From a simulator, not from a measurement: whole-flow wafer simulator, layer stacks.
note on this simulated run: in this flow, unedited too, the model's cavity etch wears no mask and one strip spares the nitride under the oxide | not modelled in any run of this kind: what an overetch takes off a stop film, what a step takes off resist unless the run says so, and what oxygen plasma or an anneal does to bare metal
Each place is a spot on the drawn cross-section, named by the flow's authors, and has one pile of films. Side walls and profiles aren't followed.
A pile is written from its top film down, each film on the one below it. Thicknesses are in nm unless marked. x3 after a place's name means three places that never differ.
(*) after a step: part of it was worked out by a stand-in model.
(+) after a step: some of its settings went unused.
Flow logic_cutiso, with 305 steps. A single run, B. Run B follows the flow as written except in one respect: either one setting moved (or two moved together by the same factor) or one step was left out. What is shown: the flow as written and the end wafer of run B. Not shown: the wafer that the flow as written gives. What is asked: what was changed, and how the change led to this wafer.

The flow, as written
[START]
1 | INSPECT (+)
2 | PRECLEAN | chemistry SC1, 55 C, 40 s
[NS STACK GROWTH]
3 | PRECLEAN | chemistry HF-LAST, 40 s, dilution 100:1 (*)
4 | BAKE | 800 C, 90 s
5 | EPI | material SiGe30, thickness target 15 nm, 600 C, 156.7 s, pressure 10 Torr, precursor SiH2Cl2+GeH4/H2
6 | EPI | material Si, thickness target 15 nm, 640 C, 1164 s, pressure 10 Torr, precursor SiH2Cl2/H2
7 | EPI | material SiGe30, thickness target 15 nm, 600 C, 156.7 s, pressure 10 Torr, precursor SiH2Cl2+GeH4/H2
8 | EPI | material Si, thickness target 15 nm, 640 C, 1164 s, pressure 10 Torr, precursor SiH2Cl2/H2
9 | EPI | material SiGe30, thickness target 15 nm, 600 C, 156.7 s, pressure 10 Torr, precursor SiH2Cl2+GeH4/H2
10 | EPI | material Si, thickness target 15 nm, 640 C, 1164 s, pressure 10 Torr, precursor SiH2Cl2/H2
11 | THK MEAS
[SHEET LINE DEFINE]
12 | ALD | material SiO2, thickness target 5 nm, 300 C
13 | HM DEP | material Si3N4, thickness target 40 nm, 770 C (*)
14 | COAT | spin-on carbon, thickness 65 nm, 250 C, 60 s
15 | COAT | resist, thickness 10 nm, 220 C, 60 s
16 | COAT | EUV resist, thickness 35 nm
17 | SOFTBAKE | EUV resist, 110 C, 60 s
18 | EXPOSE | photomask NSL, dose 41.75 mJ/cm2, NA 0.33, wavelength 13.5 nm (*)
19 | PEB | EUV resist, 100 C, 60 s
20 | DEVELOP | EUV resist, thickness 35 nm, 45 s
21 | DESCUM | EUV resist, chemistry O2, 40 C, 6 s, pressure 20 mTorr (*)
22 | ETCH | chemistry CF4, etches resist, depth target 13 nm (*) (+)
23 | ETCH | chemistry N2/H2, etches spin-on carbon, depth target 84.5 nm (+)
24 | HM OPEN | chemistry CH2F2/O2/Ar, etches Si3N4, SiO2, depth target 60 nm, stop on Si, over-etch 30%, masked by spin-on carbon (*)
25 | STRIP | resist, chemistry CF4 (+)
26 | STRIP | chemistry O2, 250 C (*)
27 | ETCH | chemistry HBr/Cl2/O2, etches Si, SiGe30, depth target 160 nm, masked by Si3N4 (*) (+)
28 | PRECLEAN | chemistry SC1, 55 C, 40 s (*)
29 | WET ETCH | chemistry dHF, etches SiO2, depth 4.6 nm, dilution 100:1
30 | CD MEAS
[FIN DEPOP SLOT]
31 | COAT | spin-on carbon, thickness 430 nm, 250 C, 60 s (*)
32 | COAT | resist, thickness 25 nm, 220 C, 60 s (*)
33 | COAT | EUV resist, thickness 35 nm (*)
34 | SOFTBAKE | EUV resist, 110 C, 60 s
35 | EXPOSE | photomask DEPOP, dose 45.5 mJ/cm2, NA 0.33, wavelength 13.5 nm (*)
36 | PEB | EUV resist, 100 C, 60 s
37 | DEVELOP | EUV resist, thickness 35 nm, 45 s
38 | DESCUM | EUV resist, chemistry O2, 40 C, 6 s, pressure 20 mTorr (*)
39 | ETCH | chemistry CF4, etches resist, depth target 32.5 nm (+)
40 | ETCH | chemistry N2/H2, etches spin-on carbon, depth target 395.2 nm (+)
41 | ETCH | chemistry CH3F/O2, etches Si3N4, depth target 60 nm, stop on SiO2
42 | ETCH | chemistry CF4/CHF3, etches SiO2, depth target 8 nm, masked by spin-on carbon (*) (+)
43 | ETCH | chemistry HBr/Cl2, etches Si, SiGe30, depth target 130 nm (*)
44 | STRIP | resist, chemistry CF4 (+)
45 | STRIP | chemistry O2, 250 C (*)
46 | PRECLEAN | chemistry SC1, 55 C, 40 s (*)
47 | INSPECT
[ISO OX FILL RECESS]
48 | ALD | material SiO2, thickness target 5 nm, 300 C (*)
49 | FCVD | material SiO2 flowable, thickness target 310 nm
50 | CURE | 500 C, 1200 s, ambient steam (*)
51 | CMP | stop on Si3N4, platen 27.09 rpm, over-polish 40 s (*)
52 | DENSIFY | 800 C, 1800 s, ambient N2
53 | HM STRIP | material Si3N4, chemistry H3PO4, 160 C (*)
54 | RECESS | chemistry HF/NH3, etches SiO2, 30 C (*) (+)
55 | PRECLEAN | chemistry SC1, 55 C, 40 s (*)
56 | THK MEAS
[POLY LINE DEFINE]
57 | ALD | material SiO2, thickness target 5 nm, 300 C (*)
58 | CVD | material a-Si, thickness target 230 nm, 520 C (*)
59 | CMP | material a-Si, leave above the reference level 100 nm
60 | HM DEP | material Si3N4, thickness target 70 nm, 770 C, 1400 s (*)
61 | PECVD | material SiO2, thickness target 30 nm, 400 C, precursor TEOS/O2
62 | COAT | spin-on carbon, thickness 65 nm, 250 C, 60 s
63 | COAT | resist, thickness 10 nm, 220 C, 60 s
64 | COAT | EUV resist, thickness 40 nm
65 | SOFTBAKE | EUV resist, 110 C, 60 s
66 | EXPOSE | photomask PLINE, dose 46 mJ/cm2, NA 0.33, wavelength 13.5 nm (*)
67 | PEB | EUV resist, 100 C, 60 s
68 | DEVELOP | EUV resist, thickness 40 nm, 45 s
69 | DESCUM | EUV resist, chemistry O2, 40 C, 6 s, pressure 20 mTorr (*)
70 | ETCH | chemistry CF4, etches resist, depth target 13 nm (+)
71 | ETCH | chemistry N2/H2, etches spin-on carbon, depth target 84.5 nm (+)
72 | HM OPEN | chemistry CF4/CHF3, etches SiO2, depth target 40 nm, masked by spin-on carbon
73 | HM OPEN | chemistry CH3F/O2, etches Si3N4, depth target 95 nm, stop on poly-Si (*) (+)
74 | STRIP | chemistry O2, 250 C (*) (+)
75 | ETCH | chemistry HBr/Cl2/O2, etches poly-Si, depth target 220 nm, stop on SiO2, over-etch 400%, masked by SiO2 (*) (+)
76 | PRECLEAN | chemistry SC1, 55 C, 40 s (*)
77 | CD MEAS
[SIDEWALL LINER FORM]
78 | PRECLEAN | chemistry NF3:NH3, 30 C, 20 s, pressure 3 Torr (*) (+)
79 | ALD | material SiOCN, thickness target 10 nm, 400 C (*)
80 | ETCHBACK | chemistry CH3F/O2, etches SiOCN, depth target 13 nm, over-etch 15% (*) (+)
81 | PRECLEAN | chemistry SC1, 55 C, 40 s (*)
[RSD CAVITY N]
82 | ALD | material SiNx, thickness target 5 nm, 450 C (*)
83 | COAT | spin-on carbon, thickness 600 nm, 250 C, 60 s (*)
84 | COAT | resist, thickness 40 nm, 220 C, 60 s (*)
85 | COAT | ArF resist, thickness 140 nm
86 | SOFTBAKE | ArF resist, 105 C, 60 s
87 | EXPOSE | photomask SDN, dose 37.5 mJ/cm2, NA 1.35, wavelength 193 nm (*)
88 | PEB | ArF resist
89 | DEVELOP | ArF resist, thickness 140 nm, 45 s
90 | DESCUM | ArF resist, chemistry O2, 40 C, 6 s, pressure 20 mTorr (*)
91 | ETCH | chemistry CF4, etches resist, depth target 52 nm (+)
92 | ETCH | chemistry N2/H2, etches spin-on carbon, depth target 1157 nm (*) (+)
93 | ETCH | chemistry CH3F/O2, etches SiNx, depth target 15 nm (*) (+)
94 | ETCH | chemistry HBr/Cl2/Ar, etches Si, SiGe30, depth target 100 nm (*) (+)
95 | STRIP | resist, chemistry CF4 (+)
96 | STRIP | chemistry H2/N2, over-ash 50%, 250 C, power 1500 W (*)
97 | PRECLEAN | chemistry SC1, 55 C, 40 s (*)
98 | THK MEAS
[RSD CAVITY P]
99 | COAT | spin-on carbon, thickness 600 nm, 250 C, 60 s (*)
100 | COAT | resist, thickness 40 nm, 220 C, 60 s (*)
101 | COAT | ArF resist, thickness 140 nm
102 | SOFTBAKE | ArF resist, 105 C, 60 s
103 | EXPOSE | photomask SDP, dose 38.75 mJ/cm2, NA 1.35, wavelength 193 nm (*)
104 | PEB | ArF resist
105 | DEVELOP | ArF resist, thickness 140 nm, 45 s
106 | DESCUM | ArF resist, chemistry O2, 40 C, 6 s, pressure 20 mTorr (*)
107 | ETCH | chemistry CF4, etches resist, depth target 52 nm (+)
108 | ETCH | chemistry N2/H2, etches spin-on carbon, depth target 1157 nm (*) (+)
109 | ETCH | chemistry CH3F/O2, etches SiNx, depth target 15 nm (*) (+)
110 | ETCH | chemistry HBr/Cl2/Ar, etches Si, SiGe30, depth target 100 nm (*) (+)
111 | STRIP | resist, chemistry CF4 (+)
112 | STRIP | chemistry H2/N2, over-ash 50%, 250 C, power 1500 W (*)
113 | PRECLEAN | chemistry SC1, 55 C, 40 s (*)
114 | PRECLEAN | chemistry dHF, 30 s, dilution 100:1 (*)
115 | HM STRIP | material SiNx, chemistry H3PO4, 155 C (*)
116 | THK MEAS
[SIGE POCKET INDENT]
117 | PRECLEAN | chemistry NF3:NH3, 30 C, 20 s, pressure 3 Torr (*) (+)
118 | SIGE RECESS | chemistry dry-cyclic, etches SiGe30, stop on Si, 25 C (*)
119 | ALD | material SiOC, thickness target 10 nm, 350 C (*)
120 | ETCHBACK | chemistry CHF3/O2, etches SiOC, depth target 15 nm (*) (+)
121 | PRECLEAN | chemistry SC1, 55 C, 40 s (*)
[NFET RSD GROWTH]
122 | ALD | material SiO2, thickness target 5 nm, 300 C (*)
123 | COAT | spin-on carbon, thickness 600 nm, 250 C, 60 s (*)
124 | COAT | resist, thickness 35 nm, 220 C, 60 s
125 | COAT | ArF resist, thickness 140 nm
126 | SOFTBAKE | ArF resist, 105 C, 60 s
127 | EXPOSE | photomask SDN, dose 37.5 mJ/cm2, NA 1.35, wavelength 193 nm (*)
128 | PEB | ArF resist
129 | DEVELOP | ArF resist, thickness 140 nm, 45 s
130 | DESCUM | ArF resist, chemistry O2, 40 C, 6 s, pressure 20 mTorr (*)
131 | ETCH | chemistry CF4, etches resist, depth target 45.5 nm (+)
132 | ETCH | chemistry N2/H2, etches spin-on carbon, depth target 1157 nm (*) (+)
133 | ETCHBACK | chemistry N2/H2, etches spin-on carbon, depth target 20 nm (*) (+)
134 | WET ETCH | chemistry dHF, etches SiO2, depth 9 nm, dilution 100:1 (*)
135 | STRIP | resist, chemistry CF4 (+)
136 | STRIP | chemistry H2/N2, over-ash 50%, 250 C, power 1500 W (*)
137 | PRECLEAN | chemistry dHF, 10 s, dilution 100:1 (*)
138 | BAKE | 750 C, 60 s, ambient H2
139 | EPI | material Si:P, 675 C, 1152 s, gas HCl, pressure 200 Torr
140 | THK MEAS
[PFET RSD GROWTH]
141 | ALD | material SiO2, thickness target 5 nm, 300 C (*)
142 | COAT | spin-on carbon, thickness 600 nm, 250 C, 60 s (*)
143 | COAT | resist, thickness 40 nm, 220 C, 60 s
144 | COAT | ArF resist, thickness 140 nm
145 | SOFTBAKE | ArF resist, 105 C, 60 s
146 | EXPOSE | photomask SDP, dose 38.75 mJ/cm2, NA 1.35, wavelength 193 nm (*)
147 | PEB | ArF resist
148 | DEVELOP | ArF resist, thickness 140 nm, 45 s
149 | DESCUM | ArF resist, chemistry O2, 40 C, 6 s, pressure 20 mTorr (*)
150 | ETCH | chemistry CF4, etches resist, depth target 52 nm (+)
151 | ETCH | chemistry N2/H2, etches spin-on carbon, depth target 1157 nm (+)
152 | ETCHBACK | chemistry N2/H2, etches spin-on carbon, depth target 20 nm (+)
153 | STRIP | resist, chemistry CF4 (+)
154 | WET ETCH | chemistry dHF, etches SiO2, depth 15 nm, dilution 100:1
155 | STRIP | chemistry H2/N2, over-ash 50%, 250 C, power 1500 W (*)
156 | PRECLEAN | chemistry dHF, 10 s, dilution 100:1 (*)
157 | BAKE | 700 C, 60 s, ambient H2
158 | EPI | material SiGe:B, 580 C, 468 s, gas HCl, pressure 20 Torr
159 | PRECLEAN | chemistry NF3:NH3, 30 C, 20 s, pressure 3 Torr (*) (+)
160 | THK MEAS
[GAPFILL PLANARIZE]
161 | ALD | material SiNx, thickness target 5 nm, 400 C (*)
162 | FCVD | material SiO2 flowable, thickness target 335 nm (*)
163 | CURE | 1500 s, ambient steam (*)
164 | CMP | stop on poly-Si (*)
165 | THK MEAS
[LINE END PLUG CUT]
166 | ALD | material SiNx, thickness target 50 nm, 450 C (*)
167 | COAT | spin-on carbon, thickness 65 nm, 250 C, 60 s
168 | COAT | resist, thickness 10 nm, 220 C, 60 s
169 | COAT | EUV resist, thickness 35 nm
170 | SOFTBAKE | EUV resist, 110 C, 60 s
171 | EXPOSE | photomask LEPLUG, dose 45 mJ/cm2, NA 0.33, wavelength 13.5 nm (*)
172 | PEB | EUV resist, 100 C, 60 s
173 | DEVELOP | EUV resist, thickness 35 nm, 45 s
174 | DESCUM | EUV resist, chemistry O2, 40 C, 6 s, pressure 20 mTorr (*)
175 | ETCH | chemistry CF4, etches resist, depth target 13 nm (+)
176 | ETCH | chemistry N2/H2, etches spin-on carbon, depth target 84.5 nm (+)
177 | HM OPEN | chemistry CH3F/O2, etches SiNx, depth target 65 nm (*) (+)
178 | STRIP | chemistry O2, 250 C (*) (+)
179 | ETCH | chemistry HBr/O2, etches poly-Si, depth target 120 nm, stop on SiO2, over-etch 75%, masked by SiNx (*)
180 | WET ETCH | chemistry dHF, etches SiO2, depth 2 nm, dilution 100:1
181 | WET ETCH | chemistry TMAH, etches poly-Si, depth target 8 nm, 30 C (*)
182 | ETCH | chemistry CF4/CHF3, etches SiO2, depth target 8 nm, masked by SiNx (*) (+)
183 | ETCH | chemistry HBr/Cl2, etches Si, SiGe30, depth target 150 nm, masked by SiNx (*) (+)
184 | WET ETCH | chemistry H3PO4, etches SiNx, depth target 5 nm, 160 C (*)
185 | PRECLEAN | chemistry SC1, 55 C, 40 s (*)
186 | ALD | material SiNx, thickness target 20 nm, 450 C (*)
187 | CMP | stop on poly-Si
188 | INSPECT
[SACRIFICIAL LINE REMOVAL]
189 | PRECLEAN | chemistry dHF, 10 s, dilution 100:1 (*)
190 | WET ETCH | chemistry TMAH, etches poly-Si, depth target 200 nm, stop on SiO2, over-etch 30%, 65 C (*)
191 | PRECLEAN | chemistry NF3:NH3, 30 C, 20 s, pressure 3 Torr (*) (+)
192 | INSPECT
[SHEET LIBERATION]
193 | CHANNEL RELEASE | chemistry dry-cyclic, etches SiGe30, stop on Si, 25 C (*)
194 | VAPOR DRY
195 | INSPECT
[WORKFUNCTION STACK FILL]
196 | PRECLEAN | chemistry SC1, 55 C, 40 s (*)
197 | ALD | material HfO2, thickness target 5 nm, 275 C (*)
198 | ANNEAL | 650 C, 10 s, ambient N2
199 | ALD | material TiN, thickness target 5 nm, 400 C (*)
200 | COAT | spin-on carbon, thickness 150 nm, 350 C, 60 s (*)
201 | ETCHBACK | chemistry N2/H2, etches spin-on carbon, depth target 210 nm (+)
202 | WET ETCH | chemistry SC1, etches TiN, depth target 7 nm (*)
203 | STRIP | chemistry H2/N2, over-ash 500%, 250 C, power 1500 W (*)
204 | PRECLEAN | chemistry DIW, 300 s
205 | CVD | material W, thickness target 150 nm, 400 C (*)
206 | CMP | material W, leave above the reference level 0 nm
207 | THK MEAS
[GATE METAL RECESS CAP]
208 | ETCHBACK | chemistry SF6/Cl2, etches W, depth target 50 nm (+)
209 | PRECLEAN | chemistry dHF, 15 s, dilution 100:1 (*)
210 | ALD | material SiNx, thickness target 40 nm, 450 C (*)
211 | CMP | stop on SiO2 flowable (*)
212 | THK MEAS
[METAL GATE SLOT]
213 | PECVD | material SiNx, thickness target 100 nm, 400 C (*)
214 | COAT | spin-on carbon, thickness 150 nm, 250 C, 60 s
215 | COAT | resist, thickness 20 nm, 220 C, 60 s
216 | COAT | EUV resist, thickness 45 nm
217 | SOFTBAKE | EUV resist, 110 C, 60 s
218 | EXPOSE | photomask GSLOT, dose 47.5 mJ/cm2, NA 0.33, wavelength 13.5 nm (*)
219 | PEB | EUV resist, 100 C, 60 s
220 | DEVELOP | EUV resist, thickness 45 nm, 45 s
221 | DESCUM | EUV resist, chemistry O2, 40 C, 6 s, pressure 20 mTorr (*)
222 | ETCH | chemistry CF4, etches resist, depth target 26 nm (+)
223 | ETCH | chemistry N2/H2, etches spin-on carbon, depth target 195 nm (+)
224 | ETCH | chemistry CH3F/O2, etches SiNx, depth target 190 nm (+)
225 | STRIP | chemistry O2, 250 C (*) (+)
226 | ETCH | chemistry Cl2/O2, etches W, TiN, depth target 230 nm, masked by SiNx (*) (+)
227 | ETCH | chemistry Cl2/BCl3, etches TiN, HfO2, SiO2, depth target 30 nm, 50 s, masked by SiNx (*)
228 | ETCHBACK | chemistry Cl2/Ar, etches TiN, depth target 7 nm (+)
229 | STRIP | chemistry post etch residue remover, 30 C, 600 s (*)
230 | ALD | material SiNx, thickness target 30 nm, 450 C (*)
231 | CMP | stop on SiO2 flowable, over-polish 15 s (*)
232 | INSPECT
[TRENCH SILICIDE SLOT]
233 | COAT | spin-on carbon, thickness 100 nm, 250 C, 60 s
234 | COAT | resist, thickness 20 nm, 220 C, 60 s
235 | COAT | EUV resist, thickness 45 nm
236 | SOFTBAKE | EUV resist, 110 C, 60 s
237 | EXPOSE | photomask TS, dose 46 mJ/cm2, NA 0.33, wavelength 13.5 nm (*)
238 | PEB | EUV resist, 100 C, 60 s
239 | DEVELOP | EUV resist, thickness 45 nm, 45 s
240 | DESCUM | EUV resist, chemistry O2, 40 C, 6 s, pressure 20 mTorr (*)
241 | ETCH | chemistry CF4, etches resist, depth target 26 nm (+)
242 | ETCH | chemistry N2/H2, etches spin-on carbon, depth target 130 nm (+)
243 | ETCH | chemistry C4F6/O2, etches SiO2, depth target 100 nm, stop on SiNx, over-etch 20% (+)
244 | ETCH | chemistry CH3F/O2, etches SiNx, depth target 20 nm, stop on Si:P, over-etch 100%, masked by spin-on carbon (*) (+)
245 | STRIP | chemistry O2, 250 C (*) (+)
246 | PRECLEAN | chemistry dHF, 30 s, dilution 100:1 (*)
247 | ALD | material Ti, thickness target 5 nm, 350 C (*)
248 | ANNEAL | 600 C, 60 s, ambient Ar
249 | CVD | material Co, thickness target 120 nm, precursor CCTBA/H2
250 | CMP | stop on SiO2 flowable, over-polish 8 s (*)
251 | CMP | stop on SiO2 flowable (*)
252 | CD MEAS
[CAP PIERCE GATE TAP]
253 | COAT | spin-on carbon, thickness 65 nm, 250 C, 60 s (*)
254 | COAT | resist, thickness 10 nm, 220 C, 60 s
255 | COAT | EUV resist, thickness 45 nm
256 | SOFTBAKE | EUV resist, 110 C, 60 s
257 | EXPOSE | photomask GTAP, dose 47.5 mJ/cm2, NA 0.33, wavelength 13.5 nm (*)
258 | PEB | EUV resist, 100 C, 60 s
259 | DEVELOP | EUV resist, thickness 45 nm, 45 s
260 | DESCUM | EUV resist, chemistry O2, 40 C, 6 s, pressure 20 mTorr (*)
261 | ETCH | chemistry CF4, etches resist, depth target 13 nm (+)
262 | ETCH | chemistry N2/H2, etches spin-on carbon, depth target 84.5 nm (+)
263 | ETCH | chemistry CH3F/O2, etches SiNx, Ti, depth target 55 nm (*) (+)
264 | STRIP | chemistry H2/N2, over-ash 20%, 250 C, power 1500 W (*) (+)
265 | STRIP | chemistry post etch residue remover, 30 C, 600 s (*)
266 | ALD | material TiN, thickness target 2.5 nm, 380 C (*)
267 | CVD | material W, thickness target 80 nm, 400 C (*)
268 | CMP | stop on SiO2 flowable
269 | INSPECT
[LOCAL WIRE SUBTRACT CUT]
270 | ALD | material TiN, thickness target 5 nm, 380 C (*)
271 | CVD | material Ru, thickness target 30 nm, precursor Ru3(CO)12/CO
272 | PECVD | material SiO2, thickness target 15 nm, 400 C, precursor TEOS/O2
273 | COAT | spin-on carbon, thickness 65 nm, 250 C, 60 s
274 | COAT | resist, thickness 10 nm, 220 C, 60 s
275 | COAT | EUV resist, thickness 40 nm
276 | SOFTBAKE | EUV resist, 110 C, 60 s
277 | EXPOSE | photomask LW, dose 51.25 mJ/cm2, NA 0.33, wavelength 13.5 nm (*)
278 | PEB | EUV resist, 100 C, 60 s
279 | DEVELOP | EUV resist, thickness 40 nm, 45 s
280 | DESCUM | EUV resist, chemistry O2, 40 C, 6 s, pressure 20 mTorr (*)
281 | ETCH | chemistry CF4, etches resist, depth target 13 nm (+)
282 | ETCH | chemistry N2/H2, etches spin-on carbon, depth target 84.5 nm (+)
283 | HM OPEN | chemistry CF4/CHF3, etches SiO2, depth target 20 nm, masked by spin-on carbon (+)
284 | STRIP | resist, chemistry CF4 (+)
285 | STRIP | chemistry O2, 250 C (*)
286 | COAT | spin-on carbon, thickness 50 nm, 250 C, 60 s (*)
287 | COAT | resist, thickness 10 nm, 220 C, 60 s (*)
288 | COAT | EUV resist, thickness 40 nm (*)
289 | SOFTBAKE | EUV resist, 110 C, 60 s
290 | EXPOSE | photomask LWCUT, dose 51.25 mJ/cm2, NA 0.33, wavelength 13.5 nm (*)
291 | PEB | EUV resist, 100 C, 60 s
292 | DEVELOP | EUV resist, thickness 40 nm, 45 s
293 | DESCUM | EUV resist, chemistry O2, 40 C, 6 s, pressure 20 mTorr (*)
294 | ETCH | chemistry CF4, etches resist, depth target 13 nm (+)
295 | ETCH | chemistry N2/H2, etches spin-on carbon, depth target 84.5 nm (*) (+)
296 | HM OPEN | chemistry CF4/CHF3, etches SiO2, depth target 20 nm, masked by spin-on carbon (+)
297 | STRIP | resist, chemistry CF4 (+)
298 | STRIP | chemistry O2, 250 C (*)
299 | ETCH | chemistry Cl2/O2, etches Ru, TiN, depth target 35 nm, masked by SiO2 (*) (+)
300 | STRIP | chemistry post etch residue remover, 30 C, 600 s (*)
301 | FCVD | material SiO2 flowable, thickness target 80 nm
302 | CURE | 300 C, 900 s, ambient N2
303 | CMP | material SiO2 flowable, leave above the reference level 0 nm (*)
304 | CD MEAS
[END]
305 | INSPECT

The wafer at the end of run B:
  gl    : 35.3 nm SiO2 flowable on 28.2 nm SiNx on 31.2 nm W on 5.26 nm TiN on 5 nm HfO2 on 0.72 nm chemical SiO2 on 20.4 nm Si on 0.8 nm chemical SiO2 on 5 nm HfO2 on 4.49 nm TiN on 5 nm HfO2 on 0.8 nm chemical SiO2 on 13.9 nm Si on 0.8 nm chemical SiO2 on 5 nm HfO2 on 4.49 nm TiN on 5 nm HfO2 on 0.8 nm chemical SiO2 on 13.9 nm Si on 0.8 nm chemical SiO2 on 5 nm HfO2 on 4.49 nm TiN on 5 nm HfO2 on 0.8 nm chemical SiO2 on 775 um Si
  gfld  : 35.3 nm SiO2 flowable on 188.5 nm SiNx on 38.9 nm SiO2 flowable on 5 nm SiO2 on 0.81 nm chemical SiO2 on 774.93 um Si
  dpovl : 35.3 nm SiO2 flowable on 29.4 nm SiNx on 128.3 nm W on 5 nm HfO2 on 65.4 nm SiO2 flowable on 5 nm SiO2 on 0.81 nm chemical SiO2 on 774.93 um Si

The reason: step 10, EPI: thickness target 22.5 nm was run, while the flow as written has thickness target 15 nm; step 10, EPI: 1747 s was run, where the flow has 1164 s.

Step by step, how the change led to this:
  10 | EPI | material Si, thickness target 15 nm, 640 C, 1164 s, pressure 10 Torr, precursor SiH2Cl2/H2
      depop, dpovl, gfld and 19 more: Si gains 22.5 (new film) (it would be, as written: Si gains 15 (new film))
  27 | ETCH | chemistry HBr/Cl2/O2, etches Si, SiGe30, depth target 160 nm, masked by Si3N4 (*) (+)
      gfld, gxf, iso, lnri: chemical SiO2 loses 0.79 (all of it), Si loses 18.9 (all of it), SiGe30 loses 15 (all of it), Si loses 15 (all of it), SiGe30 loses 15 (all of it), Si loses 15 (all of it), SiGe30 loses 15 (all of it), Si loses 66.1 (it would be, as written: chemical SiO2 loses 0.79 (all of it), Si loses 11.4 (all of it), SiGe30 loses 15 (all of it), Si loses 15 (all of it), SiGe30 loses 15 (all of it), Si loses 15 (all of it), SiGe30 loses 15 (all of it), Si loses 73.6)
      dpovl, nsgap: chemical SiO2 loses 0.79 (all of it), Si loses 19.3 (all of it), SiGe30 loses 15 (all of it), Si loses 15 (all of it), SiGe30 loses 15 (all of it), Si loses 15 (all of it), SiGe30 loses 15 (all of it), Si loses 65.7 (it would be, as written: chemical SiO2 loses 0.79 (all of it), Si loses 11.8 (all of it), SiGe30 loses 15 (all of it), Si loses 15 (all of it), SiGe30 loses 15 (all of it), Si loses 15 (all of it), SiGe30 loses 15 (all of it), Si loses 73.2)
      (and at 1 other place as well)
  43 | ETCH | chemistry HBr/Cl2, etches Si, SiGe30, depth target 130 nm (*)
      depop: Si loses 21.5 (all of it), SiGe30 loses 15 (all of it), Si loses 15 (all of it), SiGe30 loses 15 (all of it), Si loses 15 (all of it), SiGe30 loses 15 (all of it), Si loses 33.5 (it would be, as written: Si loses 14 (all of it), SiGe30 loses 15 (all of it), Si loses 15 (all of it), SiGe30 loses 15 (all of it), Si loses 15 (all of it), SiGe30 loses 15 (all of it), Si loses 41)
  94 | ETCH | chemistry HBr/Cl2/Ar, etches Si, SiGe30, depth target 100 nm (*) (+)
      rsdn, rsdx: chemical SiO2 loses 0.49 (all of it), Si loses 20.3 (all of it), SiGe30 loses 15 (all of it), Si loses 15 (all of it), SiGe30 loses 15 (all of it), Si loses 15 (all of it), SiGe30 loses 15 (all of it), Si loses 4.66 (it would be, as written: chemical SiO2 loses 0.49 (all of it), Si loses 12.8 (all of it), SiGe30 loses 15 (all of it), Si loses 15 (all of it), SiGe30 loses 15 (all of it), Si loses 15 (all of it), SiGe30 loses 15 (all of it), Si loses 12.2)
  110 | ETCH | chemistry HBr/Cl2/Ar, etches Si, SiGe30, depth target 100 nm (*) (+)
      rsdp, rsdw: chemical SiO2 loses 0.49 (all of it), Si loses 20.3 (all of it), SiGe30 loses 15 (all of it), Si loses 15 (all of it), SiGe30 loses 15 (all of it), Si loses 15 (all of it), SiGe30 loses 15 (all of it), Si loses 4.66 (it would be, as written: chemical SiO2 loses 0.49 (all of it), Si loses 12.8 (all of it), SiGe30 loses 15 (all of it), Si loses 15 (all of it), SiGe30 loses 15 (all of it), Si loses 15 (all of it), SiGe30 loses 15 (all of it), Si loses 12.2)
  183 | ETCH | chemistry HBr/Cl2, etches Si, SiGe30, depth target 150 nm, masked by SiNx (*) (+)
      plug: Si loses 21.1 (all of it), SiGe30 loses 15 (all of it), Si loses 15 (all of it), SiGe30 loses 15 (all of it), Si loses 15 (all of it), SiGe30 loses 15 (all of it), Si loses 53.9 (it would be, as written: Si loses 13.6 (all of it), SiGe30 loses 15 (all of it), Si loses 15 (all of it), SiGe30 loses 15 (all of it), Si loses 15 (all of it), SiGe30 loses 15 (all of it), Si loses 61.4)
